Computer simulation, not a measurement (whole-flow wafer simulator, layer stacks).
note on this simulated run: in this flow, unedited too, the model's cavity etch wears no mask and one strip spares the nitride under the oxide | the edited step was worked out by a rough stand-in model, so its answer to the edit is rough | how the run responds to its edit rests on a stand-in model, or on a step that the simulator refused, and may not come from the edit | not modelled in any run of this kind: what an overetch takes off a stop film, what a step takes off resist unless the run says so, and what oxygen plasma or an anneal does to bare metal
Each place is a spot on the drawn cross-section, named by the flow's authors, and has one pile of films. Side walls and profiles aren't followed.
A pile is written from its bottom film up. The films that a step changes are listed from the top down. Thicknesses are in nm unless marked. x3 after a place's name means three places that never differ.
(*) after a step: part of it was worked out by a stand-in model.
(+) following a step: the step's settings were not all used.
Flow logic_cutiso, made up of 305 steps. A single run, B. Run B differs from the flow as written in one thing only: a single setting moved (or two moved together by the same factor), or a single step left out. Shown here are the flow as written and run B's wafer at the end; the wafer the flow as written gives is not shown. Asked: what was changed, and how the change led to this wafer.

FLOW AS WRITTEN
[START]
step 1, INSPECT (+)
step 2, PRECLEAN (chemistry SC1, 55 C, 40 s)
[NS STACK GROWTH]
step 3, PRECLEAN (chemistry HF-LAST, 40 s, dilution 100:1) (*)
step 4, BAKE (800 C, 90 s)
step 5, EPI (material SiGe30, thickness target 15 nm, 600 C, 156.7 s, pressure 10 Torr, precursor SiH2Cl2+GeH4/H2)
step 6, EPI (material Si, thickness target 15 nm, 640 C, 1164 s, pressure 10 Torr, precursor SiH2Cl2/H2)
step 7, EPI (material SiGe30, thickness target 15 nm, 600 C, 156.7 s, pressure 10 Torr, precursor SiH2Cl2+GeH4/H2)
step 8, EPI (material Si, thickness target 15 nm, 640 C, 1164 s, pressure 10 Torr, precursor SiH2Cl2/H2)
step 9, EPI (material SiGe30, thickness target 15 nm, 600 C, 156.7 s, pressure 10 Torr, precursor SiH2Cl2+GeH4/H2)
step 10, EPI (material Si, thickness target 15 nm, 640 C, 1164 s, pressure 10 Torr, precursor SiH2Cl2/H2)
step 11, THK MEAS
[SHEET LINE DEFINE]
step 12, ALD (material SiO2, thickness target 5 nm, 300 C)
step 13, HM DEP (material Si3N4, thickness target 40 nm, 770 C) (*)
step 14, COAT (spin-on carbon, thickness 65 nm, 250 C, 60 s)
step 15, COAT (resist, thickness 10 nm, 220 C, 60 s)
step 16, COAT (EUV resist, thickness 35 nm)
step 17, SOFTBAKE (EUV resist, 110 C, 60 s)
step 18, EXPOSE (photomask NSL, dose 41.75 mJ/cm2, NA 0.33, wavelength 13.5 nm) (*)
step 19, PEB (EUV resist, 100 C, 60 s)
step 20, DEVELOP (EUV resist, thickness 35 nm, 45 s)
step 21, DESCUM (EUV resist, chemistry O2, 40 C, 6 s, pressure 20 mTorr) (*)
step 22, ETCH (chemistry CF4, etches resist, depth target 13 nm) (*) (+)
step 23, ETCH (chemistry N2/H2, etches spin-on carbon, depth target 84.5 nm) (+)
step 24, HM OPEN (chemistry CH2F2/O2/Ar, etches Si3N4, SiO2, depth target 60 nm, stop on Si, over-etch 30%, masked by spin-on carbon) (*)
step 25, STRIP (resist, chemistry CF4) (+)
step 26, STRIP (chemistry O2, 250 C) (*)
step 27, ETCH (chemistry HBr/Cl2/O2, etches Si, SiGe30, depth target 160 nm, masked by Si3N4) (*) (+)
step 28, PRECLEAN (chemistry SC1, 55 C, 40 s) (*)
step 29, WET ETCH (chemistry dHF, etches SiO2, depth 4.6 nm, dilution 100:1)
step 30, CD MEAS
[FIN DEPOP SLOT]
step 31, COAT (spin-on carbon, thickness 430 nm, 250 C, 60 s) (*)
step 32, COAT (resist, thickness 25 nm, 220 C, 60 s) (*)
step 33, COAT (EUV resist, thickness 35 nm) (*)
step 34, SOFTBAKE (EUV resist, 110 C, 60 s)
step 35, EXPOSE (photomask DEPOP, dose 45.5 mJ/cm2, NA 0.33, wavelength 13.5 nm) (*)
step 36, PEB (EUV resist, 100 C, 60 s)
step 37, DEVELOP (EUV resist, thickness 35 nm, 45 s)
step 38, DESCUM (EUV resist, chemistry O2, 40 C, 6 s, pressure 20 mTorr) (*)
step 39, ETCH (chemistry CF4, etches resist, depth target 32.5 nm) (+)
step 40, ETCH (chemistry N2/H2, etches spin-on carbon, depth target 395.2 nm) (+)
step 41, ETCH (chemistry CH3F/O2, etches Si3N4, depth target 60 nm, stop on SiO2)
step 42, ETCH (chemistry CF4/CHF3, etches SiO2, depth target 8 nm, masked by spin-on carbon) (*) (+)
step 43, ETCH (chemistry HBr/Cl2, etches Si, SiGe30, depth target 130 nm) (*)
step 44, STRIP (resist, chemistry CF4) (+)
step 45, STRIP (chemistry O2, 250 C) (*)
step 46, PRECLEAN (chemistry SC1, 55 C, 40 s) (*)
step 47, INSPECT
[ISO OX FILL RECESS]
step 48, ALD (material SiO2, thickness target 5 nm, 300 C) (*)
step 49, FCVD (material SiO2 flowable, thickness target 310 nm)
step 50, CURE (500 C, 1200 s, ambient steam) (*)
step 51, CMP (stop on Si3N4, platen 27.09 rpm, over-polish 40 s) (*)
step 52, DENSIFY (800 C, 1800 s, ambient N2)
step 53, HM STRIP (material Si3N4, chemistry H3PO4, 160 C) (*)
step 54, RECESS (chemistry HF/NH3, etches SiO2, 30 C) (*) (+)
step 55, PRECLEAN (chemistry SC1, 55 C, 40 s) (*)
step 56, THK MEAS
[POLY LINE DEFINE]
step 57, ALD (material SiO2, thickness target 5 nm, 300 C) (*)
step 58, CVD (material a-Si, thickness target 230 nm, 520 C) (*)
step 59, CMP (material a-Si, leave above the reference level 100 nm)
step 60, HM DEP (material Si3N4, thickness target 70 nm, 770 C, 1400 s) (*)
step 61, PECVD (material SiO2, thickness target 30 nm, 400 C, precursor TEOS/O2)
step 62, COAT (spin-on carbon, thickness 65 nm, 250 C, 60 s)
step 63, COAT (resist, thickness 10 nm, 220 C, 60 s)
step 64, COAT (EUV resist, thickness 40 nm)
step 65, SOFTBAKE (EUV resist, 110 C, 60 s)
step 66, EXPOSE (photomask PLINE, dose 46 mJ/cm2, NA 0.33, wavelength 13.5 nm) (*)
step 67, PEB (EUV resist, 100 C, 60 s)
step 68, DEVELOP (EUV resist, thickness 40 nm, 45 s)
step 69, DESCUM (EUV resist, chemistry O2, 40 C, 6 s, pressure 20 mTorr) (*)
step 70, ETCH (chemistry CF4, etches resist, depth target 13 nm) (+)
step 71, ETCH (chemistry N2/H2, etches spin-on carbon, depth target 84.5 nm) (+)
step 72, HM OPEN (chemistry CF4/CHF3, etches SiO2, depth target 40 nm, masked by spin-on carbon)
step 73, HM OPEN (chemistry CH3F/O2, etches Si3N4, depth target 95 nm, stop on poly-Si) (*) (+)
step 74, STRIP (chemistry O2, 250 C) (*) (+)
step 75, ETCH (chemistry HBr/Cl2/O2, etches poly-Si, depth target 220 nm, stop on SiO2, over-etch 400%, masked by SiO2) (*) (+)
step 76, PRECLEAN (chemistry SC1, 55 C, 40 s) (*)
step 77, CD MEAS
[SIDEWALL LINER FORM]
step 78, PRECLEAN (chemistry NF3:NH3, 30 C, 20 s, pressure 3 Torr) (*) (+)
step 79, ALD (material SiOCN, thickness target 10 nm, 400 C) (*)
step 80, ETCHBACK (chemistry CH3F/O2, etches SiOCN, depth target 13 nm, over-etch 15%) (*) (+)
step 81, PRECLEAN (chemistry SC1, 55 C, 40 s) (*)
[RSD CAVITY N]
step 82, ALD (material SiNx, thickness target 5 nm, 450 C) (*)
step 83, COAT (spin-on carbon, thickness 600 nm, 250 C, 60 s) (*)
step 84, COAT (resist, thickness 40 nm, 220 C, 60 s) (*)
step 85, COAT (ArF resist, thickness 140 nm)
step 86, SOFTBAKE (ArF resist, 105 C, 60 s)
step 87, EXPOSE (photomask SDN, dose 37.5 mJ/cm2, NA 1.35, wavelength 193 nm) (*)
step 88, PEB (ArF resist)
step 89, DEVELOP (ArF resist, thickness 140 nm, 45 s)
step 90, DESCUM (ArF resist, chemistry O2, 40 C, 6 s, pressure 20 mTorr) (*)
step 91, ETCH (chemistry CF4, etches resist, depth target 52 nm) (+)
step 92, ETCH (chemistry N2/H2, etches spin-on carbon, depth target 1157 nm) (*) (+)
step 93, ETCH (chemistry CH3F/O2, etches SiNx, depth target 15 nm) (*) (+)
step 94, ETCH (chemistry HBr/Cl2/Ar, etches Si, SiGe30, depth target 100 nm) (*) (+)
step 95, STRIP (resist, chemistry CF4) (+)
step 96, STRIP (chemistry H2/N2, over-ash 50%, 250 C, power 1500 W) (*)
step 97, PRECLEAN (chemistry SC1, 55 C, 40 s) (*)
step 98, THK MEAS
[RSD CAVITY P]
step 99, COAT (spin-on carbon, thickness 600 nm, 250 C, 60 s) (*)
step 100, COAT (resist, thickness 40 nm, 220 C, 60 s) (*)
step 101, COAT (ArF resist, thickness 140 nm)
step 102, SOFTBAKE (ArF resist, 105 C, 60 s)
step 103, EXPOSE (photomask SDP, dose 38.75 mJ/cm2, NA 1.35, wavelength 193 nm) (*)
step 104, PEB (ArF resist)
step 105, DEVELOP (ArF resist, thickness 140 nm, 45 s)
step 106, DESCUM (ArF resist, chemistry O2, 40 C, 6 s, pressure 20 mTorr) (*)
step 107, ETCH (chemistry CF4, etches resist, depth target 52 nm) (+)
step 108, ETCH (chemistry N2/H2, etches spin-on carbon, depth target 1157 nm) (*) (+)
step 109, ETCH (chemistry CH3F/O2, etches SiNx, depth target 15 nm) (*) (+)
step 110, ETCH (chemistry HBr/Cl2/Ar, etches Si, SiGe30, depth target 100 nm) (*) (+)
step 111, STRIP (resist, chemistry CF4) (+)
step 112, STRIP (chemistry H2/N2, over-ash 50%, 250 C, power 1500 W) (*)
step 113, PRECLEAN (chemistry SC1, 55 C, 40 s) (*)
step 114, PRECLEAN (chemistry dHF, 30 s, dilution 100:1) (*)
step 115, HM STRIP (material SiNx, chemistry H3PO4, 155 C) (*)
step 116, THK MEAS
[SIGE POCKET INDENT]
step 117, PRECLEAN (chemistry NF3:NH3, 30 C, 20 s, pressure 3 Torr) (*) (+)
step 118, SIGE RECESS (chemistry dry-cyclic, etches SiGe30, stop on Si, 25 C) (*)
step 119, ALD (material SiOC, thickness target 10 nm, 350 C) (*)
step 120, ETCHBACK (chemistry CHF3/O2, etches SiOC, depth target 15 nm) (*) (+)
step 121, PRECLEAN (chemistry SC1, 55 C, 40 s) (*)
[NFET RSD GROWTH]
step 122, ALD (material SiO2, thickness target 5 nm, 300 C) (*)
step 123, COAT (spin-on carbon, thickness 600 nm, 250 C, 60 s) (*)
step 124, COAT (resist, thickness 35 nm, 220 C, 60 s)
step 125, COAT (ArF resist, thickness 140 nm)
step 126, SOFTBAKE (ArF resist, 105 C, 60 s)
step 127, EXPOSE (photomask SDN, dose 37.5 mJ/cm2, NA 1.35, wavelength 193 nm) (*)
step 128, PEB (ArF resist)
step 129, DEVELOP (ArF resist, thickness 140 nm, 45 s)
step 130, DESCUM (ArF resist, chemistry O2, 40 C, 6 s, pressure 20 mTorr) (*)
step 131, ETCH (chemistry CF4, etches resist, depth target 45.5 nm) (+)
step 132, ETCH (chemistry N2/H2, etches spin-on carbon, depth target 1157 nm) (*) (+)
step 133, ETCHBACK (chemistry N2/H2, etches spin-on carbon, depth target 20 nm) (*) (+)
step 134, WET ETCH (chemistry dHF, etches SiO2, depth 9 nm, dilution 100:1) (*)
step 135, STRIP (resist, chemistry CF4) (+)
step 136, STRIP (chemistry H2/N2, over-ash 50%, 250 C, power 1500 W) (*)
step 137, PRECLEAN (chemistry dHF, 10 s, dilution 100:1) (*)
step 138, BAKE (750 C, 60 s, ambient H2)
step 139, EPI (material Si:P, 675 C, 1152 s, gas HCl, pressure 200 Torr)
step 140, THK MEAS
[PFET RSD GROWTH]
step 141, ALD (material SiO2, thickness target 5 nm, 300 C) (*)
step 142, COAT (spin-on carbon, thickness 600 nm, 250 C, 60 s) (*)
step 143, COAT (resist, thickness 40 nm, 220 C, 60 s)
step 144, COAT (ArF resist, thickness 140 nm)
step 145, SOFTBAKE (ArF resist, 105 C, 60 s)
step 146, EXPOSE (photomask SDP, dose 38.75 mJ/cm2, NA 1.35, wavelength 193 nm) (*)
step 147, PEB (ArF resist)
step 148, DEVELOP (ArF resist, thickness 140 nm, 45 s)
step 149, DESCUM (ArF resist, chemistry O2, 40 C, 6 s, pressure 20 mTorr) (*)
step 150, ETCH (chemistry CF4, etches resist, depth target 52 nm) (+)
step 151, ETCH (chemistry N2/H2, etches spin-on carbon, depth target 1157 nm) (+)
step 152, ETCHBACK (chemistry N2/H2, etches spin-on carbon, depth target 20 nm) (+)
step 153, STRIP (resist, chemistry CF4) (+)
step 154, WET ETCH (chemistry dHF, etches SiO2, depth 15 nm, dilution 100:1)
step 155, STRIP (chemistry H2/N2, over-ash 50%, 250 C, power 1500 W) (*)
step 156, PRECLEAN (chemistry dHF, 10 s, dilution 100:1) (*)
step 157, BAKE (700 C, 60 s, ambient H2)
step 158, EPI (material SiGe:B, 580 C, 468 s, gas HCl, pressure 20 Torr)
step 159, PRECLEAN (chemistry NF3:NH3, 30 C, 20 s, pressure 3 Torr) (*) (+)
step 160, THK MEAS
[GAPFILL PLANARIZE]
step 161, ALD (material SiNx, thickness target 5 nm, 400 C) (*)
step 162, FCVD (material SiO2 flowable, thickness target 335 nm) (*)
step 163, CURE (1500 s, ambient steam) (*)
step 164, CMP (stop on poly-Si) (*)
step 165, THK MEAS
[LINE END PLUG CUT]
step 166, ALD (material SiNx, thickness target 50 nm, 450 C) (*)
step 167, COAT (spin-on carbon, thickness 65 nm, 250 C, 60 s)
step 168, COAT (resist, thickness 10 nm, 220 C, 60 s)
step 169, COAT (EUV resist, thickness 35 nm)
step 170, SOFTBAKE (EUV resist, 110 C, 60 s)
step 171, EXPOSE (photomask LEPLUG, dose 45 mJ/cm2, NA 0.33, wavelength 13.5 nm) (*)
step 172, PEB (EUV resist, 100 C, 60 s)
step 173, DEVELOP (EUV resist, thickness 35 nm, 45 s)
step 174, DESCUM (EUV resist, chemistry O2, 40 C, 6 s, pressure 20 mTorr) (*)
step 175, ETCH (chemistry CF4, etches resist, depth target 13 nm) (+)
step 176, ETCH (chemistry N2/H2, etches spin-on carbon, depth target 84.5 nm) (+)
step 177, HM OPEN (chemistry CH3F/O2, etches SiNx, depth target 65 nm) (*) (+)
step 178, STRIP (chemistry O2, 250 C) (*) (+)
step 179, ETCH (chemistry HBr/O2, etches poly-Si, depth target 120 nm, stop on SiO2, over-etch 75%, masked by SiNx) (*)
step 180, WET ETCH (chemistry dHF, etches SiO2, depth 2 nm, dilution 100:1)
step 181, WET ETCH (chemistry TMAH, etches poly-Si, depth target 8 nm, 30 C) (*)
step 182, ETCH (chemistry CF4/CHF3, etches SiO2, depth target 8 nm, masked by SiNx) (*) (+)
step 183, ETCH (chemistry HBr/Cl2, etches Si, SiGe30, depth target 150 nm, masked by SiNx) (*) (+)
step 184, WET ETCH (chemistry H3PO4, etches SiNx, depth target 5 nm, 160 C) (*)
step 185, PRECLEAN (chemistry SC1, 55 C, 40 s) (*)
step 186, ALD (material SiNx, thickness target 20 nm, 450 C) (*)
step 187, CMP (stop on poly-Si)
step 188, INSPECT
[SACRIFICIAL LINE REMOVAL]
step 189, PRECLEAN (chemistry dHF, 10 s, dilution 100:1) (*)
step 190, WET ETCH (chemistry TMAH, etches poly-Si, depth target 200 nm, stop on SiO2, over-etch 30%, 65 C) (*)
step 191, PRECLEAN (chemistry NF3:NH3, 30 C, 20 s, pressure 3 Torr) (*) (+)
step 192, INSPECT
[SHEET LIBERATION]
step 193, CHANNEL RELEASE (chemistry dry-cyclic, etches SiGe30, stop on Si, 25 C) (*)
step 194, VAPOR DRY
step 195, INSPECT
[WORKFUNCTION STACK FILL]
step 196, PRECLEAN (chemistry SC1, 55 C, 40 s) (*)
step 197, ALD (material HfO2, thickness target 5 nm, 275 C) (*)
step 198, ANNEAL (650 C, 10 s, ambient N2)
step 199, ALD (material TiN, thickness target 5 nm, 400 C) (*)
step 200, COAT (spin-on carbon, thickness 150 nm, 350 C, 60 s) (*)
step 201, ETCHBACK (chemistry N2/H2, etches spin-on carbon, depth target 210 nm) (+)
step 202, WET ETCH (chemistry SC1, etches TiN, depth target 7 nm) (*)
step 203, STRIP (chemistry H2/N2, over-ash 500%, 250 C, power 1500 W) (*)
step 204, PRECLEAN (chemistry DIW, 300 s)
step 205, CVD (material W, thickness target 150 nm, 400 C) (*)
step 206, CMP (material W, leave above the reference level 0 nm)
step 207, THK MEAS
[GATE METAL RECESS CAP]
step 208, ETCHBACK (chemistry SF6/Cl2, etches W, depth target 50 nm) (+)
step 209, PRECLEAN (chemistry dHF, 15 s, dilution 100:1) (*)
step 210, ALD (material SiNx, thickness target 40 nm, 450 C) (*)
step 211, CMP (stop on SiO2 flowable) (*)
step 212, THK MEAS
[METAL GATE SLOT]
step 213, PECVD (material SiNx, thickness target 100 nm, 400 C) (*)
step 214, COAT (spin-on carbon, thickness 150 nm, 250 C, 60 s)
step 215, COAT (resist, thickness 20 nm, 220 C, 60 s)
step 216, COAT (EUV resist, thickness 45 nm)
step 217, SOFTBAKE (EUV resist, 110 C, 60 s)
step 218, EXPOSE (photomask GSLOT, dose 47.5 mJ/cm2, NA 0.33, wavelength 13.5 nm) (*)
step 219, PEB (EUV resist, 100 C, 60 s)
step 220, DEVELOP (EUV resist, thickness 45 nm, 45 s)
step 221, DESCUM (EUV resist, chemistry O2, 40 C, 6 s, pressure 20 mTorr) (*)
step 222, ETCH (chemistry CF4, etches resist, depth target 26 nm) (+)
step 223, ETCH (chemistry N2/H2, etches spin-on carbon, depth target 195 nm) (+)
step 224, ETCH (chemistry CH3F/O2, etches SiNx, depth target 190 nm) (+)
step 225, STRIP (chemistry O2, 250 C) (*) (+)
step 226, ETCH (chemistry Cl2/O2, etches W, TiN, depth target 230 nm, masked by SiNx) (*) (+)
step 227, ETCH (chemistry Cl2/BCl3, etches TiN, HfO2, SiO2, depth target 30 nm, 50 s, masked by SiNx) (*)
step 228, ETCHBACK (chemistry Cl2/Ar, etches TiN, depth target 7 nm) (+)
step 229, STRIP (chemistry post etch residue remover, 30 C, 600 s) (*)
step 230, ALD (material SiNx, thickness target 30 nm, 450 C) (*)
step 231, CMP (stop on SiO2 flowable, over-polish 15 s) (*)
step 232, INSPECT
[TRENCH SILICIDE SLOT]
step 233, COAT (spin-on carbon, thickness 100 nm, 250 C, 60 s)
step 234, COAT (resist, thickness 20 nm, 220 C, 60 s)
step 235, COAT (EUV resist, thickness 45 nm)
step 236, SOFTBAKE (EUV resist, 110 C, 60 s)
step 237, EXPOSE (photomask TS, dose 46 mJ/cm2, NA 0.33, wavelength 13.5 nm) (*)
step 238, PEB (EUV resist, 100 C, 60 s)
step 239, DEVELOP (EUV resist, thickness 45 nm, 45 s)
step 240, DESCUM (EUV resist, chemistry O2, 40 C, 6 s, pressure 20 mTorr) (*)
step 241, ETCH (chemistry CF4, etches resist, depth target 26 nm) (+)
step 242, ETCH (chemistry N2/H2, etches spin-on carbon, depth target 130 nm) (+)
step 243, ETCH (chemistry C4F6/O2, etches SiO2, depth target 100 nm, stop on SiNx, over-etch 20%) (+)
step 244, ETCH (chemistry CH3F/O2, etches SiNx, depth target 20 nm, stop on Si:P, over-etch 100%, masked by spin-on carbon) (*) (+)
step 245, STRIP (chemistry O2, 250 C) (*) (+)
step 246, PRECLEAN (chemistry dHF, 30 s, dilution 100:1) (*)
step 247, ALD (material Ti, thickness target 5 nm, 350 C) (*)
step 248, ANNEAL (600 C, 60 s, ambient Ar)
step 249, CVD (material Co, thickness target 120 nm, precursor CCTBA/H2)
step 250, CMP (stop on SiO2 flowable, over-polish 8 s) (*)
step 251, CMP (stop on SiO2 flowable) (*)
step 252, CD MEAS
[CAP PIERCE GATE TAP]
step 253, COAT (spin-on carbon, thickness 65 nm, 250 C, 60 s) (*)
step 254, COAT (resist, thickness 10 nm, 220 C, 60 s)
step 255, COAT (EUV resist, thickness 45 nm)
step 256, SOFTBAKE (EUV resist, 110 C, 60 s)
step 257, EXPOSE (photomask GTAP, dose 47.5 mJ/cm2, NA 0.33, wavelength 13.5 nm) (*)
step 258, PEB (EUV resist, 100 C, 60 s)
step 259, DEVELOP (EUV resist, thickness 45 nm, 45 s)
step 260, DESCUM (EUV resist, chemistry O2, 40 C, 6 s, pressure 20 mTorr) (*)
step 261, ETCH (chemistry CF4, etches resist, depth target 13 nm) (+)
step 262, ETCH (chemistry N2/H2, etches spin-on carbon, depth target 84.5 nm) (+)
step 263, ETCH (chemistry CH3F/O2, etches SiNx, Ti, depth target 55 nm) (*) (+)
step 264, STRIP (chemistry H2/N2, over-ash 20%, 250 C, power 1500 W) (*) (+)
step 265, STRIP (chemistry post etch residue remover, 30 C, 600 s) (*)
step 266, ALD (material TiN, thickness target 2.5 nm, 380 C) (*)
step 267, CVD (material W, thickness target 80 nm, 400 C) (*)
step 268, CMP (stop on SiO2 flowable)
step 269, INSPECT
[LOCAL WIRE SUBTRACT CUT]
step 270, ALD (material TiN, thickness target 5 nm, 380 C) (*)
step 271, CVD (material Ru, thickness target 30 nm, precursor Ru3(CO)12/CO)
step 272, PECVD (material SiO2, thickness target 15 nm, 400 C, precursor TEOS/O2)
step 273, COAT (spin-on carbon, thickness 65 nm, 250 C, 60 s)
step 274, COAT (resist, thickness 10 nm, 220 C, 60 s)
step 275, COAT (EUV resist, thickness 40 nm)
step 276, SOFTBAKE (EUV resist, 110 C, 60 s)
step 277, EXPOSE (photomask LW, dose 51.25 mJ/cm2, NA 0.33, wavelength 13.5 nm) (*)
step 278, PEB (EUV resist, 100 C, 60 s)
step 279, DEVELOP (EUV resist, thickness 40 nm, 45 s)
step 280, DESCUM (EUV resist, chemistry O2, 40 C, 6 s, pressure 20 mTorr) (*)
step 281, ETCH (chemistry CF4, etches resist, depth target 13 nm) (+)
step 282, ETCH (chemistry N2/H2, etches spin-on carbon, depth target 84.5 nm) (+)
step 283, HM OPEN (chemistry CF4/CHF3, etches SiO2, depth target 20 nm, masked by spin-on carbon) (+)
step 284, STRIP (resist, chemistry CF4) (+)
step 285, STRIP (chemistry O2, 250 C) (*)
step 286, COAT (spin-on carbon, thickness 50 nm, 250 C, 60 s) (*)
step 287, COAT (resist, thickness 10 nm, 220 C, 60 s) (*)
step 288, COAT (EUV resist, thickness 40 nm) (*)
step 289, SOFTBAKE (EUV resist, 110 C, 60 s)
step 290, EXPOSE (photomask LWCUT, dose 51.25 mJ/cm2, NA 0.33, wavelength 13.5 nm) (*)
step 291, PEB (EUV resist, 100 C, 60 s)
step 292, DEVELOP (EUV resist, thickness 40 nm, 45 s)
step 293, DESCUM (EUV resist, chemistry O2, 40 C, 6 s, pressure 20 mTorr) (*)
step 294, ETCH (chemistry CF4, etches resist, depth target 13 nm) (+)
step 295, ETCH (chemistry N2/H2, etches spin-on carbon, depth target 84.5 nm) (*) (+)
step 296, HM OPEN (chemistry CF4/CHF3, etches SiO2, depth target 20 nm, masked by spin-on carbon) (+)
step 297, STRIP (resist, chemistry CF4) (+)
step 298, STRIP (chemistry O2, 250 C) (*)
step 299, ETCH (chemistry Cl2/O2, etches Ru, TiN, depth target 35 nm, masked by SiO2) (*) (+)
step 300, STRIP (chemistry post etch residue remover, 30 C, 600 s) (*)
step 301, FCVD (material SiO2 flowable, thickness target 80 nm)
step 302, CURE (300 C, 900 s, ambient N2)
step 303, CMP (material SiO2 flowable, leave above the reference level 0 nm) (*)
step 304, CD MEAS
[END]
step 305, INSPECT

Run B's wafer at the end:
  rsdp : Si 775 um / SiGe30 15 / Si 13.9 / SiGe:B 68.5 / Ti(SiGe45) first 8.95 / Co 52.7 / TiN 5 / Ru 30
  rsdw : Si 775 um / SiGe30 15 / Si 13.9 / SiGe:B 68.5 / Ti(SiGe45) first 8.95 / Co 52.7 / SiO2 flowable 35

Cause: step 110, ETCH: depth target 45 nm was run, while the flow as written has depth target 100 nm.

How this came from the change, step by step:
  step 110, ETCH (chemistry HBr/Cl2/Ar, etches Si, SiGe30, depth target 100 nm) (*) (+)
      rsdp, rsdw: chemical SiO2 loses 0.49 (all of it), Si loses 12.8 (all of it), SiGe30 loses 15 (all of it), Si loses 15 (all of it), SiGe30 loses 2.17 (it would be, as written: chemical SiO2 loses 0.49 (all of it), Si loses 12.8 (all of it), SiGe30 loses 15 (all of it), Si loses 15 (all of it), SiGe30 loses 15 (all of it), Si loses 15 (all of it), SiGe30 loses 15 (all of it), Si loses 12.2)
  step 115, HM STRIP (material SiNx, chemistry H3PO4, 155 C) (*)
      rsdp, rsdw: chemical SiO2 gains 0.5 (new film), SiGe30 loses 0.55 (it would be, as written: chemical SiO2 gains 0.5 (new film), Si loses 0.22)
  step 118, SIGE RECESS (chemistry dry-cyclic, etches SiGe30, stop on Si, 25 C) (*)
      rsdp, rsdw: SiGe30 loses 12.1 (all of it) (it would be, as written: nothing)
  step 120, ETCHBACK (chemistry CHF3/O2, etches SiOC, depth target 15 nm) (*) (+)
      rsdp, rsdw: SiOC loses 10 (all of it), Si loses 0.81 (it would be, as written: SiOC loses 10 (all of it))
  step 123, COAT (spin-on carbon, thickness 600 nm, 250 C, 60 s) (*)
      rsdp, rsdw: spin-on carbon gains 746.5 (new film) (it would be, as written: spin-on carbon gains 783.2 (new film))
  step 136, STRIP (chemistry H2/N2, over-ash 50%, 250 C, power 1500 W) (*)
      rsdp, rsdw: spin-on carbon loses 746.5 (all of it) (it would be, as written: spin-on carbon loses 783.2 (all of it))
  step 142, COAT (spin-on carbon, thickness 600 nm, 250 C, 60 s) (*)
      rsdp: spin-on carbon gains 769.2 (new film) (it would be, as written: spin-on carbon gains 806.8 (new film))
      rsdw: spin-on carbon gains 769.2 (new film) (it would be, as written: spin-on carbon gains 806.7 (new film))
  step 151, ETCH (chemistry N2/H2, etches spin-on carbon, depth target 1157 nm) (+)
      rsdp, rsdw: spin-on carbon loses 763.2 (all of it), SiO2 loses 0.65 (it would be, as written: spin-on carbon loses 800.8 (all of it))
  step 154, WET ETCH (chemistry dHF, etches SiO2, depth 15 nm, dilution 100:1)
      rsdp: SiO2 loses 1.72 (all of it), chemical SiO2 loses 0.49 (all of it) (it would be, as written: SiO2 loses 2.75 (all of it), chemical SiO2 loses 0.49 (all of it))
      rsdw: SiO2 loses 1.14 (all of it), chemical SiO2 loses 0.49 (all of it) (it would be, as written: SiO2 loses 2.25 (all of it), chemical SiO2 loses 0.49 (all of it))
  step 158, EPI (material SiGe:B, 580 C, 468 s, gas HCl, pressure 20 Torr)
      rsdp, rsdw: SiGe:B gains 75 (new film) (it would be, as written: SiGe:B gains 116.8 (new film))
